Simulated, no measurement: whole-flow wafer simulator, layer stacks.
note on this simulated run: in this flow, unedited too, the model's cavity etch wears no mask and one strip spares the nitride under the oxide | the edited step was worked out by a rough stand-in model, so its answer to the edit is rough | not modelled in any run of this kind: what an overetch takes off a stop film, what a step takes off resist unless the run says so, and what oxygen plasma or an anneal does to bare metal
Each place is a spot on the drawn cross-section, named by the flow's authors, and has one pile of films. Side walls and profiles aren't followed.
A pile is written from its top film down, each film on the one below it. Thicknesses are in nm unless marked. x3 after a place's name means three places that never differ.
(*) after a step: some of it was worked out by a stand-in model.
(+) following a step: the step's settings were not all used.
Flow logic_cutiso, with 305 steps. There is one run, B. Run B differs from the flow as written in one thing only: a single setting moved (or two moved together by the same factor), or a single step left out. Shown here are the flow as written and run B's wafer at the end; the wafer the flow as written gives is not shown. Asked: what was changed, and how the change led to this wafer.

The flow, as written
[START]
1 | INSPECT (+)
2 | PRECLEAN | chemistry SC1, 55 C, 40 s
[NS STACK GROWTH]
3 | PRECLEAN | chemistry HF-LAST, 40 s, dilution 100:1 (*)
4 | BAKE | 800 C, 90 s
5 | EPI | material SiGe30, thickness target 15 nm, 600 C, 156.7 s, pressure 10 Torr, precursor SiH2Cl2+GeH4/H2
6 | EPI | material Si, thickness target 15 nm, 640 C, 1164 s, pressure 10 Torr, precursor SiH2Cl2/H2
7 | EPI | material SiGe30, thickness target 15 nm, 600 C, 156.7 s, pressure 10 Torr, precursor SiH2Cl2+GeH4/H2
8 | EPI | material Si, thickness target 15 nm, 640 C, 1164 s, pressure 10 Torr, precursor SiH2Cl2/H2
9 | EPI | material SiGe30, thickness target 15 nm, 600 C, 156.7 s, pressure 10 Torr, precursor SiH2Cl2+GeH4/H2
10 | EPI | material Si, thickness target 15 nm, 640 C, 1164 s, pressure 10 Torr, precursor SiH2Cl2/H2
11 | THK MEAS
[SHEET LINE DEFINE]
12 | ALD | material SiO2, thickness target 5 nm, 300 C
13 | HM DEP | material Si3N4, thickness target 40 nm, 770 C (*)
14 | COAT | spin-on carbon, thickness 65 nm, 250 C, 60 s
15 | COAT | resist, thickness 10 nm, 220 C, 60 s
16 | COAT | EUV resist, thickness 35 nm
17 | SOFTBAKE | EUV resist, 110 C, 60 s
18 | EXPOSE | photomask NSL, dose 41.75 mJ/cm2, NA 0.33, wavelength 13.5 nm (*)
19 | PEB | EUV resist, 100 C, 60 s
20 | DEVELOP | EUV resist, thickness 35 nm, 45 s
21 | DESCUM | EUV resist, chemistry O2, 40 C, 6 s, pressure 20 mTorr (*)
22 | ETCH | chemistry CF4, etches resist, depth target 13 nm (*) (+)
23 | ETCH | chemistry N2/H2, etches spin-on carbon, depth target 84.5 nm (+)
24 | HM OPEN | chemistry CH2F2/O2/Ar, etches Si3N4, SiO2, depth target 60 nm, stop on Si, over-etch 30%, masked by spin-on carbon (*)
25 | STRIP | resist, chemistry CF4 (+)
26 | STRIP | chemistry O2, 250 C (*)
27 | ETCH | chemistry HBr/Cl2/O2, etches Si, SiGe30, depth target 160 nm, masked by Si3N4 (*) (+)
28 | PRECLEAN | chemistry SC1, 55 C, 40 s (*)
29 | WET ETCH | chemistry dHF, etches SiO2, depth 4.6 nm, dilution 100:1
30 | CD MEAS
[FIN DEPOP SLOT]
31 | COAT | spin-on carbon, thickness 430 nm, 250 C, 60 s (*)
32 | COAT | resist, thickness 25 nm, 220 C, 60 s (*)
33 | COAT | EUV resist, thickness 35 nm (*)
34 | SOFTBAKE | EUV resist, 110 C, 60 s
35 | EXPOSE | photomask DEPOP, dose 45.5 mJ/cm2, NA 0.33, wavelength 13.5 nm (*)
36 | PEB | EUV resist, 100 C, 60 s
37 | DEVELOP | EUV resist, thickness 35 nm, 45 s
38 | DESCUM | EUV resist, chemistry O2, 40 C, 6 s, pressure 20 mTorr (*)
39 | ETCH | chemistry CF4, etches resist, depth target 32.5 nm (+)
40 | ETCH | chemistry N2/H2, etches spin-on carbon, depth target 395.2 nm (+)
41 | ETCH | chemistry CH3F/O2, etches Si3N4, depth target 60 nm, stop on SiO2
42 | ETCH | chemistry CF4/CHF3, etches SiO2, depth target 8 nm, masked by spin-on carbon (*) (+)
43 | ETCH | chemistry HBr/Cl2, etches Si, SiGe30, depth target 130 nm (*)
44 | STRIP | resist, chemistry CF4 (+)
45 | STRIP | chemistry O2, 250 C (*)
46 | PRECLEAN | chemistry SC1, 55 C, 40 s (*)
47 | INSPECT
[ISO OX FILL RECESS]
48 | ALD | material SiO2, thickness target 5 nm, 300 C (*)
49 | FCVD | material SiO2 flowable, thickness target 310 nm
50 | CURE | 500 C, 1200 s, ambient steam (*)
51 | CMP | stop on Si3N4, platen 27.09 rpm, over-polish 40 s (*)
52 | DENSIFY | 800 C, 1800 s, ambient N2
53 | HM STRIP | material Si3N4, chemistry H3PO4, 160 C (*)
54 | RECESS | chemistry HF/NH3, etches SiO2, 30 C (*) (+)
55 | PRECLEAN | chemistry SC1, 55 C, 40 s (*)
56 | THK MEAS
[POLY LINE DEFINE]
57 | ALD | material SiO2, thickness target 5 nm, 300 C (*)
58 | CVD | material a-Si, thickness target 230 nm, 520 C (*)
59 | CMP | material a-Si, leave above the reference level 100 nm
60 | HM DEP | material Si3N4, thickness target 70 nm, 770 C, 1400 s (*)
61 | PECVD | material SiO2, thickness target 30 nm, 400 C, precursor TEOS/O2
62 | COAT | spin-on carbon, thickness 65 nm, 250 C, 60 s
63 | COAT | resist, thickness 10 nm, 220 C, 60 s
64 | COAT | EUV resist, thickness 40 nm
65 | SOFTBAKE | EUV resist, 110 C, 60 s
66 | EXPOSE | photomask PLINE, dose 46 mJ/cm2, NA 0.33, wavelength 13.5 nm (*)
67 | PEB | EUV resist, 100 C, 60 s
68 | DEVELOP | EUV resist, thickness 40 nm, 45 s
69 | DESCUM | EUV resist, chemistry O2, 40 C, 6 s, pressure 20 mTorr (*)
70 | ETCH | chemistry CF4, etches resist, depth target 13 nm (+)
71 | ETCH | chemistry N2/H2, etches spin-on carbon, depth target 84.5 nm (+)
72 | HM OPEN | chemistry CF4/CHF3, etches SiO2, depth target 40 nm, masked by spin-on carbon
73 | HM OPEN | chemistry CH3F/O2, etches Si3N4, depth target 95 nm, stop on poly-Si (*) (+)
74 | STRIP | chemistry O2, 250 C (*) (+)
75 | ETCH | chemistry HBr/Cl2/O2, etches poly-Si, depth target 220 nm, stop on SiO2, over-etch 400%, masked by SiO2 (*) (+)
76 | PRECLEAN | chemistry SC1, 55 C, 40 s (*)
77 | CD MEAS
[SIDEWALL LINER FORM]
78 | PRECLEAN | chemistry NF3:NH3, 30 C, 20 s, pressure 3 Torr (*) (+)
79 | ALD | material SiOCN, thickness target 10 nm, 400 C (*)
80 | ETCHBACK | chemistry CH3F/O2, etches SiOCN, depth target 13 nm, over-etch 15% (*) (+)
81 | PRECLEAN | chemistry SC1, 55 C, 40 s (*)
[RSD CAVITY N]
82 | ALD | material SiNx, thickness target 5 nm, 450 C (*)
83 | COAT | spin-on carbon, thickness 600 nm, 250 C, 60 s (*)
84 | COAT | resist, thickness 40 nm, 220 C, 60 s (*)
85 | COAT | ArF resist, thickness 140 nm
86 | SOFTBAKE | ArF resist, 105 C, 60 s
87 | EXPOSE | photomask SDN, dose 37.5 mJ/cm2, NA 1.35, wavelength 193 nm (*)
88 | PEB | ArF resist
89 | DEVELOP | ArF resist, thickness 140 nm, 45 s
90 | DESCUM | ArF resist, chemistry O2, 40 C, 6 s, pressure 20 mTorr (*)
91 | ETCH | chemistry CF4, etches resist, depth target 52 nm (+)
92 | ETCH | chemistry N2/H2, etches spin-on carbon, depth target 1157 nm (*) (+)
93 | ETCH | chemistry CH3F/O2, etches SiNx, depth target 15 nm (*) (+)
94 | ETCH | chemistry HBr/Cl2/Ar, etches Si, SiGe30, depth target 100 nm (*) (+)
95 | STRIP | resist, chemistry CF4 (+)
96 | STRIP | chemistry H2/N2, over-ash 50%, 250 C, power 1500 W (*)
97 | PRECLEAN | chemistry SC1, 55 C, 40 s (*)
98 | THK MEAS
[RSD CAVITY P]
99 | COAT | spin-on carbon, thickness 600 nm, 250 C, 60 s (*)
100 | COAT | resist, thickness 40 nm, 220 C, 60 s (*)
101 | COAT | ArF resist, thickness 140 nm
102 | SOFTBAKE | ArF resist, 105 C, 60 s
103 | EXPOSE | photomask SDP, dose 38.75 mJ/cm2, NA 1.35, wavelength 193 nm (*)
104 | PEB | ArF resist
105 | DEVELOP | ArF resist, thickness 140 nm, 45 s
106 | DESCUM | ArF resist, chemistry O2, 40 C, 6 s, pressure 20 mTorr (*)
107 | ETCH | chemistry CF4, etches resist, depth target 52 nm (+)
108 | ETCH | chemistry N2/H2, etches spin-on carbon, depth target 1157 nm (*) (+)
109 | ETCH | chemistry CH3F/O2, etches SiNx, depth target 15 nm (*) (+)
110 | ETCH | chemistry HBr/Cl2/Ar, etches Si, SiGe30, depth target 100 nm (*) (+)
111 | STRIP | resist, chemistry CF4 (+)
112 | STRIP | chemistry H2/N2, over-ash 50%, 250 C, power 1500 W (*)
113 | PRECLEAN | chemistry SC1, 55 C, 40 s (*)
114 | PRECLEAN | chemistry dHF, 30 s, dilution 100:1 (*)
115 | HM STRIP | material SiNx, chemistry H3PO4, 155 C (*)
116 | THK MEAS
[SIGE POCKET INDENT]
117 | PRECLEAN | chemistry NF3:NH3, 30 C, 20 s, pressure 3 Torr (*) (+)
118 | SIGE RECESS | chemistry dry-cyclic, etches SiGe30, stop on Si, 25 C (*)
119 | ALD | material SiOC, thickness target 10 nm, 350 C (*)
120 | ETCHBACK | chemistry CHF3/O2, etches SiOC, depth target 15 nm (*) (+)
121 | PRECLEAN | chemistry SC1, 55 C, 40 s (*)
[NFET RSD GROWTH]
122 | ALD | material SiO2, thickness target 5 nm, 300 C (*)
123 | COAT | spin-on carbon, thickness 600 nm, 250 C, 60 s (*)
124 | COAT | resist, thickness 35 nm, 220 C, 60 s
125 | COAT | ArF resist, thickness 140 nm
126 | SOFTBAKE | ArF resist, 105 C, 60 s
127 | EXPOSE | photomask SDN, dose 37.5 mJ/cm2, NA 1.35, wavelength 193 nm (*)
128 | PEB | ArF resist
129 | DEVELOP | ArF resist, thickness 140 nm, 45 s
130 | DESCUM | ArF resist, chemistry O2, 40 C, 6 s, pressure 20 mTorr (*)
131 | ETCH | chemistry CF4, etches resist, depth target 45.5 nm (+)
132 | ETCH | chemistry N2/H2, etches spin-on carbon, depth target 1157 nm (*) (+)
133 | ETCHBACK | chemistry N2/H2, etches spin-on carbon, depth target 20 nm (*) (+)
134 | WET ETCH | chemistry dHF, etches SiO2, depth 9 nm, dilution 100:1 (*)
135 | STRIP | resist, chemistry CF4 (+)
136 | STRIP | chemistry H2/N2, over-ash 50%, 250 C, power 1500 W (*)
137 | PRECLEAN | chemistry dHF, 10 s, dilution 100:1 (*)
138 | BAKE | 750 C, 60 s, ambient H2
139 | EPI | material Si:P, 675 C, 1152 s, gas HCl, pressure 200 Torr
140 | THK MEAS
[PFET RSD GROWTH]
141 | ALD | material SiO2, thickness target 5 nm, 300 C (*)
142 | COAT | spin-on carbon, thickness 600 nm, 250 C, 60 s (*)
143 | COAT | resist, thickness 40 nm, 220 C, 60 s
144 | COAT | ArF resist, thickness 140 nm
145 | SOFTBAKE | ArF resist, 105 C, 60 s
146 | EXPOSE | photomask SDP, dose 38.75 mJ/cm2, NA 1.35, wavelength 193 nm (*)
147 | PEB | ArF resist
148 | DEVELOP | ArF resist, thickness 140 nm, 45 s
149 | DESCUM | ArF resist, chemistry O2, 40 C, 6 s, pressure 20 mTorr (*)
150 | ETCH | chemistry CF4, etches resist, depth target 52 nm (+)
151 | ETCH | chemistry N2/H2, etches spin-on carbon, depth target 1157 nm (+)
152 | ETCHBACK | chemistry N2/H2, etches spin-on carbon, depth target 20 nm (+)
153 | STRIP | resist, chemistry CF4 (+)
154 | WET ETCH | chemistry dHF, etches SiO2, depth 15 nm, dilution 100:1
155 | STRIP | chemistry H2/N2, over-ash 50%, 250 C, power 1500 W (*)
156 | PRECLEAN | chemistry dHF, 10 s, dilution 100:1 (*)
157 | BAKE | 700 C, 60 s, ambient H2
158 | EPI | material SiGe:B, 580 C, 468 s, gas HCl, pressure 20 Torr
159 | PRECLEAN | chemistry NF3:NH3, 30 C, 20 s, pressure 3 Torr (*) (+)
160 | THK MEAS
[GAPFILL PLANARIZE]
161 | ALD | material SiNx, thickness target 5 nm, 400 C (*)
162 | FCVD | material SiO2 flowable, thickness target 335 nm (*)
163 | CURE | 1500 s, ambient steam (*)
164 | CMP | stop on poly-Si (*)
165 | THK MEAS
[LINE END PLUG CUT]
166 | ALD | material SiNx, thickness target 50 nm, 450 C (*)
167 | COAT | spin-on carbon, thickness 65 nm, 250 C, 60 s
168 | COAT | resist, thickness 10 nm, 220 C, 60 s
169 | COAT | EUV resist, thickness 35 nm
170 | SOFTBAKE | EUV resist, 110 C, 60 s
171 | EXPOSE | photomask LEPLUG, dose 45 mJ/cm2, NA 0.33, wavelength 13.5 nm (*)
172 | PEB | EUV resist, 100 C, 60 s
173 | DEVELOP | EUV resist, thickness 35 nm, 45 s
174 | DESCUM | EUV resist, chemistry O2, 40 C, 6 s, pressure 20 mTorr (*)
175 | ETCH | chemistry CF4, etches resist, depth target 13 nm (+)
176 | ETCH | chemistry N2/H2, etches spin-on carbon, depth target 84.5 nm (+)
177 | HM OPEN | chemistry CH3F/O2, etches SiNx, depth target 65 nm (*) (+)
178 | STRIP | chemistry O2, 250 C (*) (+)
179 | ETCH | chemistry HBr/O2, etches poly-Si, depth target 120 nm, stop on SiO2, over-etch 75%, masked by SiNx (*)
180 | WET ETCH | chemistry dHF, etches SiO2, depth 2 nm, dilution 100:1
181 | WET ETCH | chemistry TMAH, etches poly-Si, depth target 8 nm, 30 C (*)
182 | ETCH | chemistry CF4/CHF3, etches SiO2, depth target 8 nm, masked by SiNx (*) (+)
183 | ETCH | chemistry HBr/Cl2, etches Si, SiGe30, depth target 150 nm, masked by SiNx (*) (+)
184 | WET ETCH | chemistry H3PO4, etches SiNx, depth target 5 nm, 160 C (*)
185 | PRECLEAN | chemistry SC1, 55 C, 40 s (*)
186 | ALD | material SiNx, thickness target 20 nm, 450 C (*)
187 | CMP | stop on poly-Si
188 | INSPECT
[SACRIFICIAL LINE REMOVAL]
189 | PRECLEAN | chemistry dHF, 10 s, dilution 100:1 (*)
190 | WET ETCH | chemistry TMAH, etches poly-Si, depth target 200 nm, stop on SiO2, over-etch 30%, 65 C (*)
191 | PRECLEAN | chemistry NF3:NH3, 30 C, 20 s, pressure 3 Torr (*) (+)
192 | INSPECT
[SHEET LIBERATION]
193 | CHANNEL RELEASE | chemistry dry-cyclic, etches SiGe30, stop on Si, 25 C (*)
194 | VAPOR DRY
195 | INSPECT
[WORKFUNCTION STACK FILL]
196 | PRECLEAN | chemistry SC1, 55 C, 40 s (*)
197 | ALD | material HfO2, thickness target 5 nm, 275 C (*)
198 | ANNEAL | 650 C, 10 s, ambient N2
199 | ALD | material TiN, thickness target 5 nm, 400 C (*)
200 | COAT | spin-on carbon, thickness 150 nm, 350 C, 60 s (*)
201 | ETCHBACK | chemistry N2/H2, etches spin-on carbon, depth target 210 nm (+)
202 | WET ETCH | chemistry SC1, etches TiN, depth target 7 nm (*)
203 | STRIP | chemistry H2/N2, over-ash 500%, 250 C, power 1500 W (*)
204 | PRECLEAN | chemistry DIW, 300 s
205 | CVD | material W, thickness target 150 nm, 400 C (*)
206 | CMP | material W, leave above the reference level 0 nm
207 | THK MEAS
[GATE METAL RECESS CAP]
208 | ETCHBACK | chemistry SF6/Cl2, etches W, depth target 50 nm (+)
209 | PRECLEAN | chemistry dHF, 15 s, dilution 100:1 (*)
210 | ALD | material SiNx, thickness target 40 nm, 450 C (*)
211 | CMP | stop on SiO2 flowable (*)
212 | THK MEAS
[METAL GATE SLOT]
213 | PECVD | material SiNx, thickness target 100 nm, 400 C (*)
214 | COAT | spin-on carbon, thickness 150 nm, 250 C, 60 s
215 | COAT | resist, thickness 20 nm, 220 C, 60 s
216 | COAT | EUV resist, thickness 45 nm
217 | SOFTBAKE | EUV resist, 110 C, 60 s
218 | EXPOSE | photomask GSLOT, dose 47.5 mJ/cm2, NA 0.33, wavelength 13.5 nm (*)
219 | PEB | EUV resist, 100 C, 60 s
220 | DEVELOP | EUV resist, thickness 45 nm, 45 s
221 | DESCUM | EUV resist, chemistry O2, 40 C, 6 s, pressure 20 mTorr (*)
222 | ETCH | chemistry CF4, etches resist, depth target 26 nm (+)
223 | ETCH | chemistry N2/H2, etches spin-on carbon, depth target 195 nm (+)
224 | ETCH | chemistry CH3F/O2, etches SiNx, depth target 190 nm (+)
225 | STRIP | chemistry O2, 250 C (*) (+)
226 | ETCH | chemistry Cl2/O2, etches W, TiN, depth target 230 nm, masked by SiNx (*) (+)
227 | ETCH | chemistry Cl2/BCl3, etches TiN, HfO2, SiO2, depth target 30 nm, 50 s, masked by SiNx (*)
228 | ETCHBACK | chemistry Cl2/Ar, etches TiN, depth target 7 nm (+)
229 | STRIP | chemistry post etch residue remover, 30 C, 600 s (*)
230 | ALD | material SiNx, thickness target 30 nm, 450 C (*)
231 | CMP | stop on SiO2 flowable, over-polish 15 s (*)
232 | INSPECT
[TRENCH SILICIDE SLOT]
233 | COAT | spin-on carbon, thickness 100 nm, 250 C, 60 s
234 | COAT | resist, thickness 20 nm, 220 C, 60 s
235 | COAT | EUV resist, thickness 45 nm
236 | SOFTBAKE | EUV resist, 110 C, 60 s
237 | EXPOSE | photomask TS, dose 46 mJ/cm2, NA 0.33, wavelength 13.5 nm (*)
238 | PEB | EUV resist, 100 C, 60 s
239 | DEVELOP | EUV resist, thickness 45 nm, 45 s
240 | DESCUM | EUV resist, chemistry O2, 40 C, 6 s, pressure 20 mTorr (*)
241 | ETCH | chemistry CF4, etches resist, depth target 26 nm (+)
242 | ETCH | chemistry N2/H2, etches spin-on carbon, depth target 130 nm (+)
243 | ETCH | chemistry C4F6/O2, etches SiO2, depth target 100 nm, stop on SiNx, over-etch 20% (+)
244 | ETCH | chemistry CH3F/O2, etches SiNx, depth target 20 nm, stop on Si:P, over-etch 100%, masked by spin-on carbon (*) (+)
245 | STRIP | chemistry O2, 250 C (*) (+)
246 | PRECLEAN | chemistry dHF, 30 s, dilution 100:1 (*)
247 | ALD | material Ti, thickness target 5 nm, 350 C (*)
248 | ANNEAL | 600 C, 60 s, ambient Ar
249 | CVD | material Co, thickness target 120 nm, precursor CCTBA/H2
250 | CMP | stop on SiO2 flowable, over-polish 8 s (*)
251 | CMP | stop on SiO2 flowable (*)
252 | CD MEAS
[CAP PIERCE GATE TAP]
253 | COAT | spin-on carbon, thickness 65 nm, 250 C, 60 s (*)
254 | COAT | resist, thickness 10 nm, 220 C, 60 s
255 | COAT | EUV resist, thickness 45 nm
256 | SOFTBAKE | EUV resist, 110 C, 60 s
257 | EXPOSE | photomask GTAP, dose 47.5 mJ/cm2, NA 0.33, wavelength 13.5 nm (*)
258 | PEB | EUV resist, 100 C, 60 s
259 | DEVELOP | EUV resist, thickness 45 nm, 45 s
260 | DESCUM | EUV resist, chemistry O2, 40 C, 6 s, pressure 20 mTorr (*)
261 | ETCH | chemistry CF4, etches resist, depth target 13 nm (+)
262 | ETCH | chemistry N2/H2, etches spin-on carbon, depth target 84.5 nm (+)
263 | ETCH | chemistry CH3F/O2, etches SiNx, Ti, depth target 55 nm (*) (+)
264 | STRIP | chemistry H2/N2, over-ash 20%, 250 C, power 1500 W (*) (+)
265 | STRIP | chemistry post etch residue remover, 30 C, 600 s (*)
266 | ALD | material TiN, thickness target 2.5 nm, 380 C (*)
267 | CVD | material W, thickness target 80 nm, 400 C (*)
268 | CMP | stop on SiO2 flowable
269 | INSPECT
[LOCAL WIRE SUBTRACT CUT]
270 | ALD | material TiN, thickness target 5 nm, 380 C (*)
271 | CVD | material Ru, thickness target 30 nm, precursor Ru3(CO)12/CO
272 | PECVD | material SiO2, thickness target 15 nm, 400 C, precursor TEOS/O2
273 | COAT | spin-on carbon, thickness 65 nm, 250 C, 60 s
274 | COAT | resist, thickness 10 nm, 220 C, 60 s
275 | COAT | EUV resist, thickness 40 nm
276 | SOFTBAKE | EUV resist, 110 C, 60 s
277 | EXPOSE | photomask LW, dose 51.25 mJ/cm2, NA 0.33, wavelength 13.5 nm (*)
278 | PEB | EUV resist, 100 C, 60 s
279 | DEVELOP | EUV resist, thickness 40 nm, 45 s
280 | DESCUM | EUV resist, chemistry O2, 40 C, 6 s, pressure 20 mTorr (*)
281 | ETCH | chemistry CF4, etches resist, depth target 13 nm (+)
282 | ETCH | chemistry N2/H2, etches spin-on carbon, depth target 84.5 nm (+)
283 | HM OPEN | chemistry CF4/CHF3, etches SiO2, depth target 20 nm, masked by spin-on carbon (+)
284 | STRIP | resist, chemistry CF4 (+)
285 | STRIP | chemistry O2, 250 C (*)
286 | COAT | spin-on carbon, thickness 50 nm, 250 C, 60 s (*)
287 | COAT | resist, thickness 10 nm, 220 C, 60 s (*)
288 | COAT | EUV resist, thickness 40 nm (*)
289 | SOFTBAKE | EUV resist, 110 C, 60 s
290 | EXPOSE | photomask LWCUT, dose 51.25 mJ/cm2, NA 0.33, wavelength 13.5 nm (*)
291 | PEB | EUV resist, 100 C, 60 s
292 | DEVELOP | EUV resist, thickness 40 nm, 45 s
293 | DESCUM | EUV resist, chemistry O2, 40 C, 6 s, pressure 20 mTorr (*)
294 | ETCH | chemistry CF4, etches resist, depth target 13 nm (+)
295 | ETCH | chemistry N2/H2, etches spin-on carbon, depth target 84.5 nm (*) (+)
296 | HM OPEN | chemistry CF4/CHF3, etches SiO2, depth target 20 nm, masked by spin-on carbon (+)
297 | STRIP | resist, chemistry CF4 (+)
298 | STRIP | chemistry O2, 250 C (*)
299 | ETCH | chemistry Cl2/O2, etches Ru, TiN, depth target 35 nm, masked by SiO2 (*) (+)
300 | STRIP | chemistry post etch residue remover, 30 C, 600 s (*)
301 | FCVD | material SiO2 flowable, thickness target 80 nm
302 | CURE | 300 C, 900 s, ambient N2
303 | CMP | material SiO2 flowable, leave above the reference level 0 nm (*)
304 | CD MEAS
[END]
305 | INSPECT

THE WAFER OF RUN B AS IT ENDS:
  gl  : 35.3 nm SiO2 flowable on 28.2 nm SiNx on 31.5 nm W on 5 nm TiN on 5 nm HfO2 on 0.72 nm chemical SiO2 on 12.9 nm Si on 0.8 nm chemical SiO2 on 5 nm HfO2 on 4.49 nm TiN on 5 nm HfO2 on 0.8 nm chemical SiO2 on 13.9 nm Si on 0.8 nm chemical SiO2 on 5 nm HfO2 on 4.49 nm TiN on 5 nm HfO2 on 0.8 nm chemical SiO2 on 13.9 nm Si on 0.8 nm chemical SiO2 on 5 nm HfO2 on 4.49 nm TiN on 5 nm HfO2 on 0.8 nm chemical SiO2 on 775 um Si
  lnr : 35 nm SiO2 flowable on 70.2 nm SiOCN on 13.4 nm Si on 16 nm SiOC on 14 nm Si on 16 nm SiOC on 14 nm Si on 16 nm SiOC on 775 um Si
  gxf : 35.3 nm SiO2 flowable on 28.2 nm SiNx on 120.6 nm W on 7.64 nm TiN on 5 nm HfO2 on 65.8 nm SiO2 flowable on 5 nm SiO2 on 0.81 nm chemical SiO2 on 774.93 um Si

What caused this: step 75, ETCH: depth target 143 nm was run, though the flow has depth target 220 nm.

Step by step, how the change led to this:
  75 | ETCH | chemistry HBr/Cl2/O2, etches poly-Si, depth target 220 nm, stop on SiO2, over-etch 400%, masked by SiO2 (*) (+)
      lnr, lnrp, lnrt, rsdn, rsdp, rsdw, rsdx: -0.79 chemical SiO2 (all of it), -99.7 poly-Si (all of it), -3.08 SiO2 (it would be, as written: -0.79 chemical SiO2 (all of it), -99.7 poly-Si (all of it), -5 SiO2 (all of it))
      depop, dpovl, gfld and 10 more: -8.43 SiO2 (it would be, as written: -9.58 SiO2)
      (also at 2 further places)
  78 | PRECLEAN | chemistry NF3:NH3, 30 C, 20 s, pressure 3 Torr (*) (+)
      lnr, lnrp, lnrt, rsdn, rsdp, rsdw, rsdx: -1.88 SiO2 (all of it), -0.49 chemical SiO2 (all of it) (it would be, as written: -0.52 chemical SiO2 (all of it))
      iso, lnri: -2.33 SiO2 (all of it), -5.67 SiO2 flowable (it would be, as written: -0.41 SiO2 (all of it), -7.89 SiO2 flowable)
  120 | ETCHBACK | chemistry CHF3/O2, etches SiOC, depth target 15 nm (*) (+)
      gl, tap: -10 SiOC (all of it), -5 SiO2 (it would be, as written: -10 SiOC (all of it), -4.21 SiO2 (all of it), -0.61 Si3N4)
      glp: -10 SiOC (all of it), -5 SiO2 (it would be, as written: -10 SiOC (all of it), -4.25 SiO2 (all of it), -0.58 Si3N4)
      (also at 2 further places)
  122 | ALD | material SiO2, thickness target 5 nm, 300 C (*)
      gl, glp, tap: +5 SiO2 (it would be, as written: +5 SiO2 (new film))
      gxn: +6.89 SiO2 (it would be, as written: +6.76 SiO2 (new film))
      (also at 1 further place)
  133 | ETCHBACK | chemistry N2/H2, etches spin-on carbon, depth target 20 nm (*) (+)
      gxn: -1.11 SiO2 (it would be, as written: -0.7 SiO2 (all of it), -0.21 Si3N4)
  134 | WET ETCH | chemistry dHF, etches SiO2, depth 9 nm, dilution 100:1 (*)
      gxn: -1.02 SiO2 (all of it), -0.23 Si3N4 (it would be, as written: -0.34 Si3N4)
  141 | ALD | material SiO2, thickness target 5 nm, 300 C (*)
      gxn: +10.9 SiO2 (new film) (it would be, as written: +10.1 SiO2 (new film))
  153 | STRIP | resist, chemistry CF4 (+)
      gxp: -4.49 SiO2 (all of it) (it would be, as written: -3.06 SiO2 (all of it))
  161 | ALD | material SiNx, thickness target 5 nm, 400 C (*)
      gxp: +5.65 SiNx (new film) (it would be, as written: +5 SiNx (new film))
  164 | CMP | stop on poly-Si (*)
      depop, dpovl, isow, ns, nsgap: -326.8 SiO2 flowable (all of it), -5 SiNx (all of it), -5.28 SiO2 (all of it), -70 Si3N4 (all of it) (it would be, as written: -326.8 SiO2 flowable (all of it), -5 SiNx (all of it), -4.13 SiO2 (all of it), -70 Si3N4 (all of it))
      gfld, gxf: -251.8 SiO2 flowable (all of it), -5 SiNx (all of it), -5.28 SiO2 (all of it), -70 Si3N4 (all of it) (it would be, as written: -251.9 SiO2 flowable (all of it), -5 SiNx (all of it), -4.13 SiO2 (all of it), -70 Si3N4 (all of it))
      (also at 3 further places)
  197 | ALD | material HfO2, thickness target 5 nm, 275 C (*)
      gxf: +5 HfO2 (new film) (it would be, as written: +7.7 HfO2 (new film))
  199 | ALD | material TiN, thickness target 5 nm, 400 C (*)
      gfld: +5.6 TiN (new film) (it would be, as written: +7.64 TiN (new film))
      gxf: +7.64 TiN (new film) (it would be, as written: +5 TiN (new film))
  226 | ETCH | chemistry Cl2/O2, etches W, TiN, depth target 230 nm, masked by SiNx (*) (+)
      gfld: -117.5 W (all of it), -5.6 TiN (all of it), -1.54 HfO2 (it would be, as written: -115.4 W (all of it), -7.64 TiN (all of it), -1.54 HfO2)
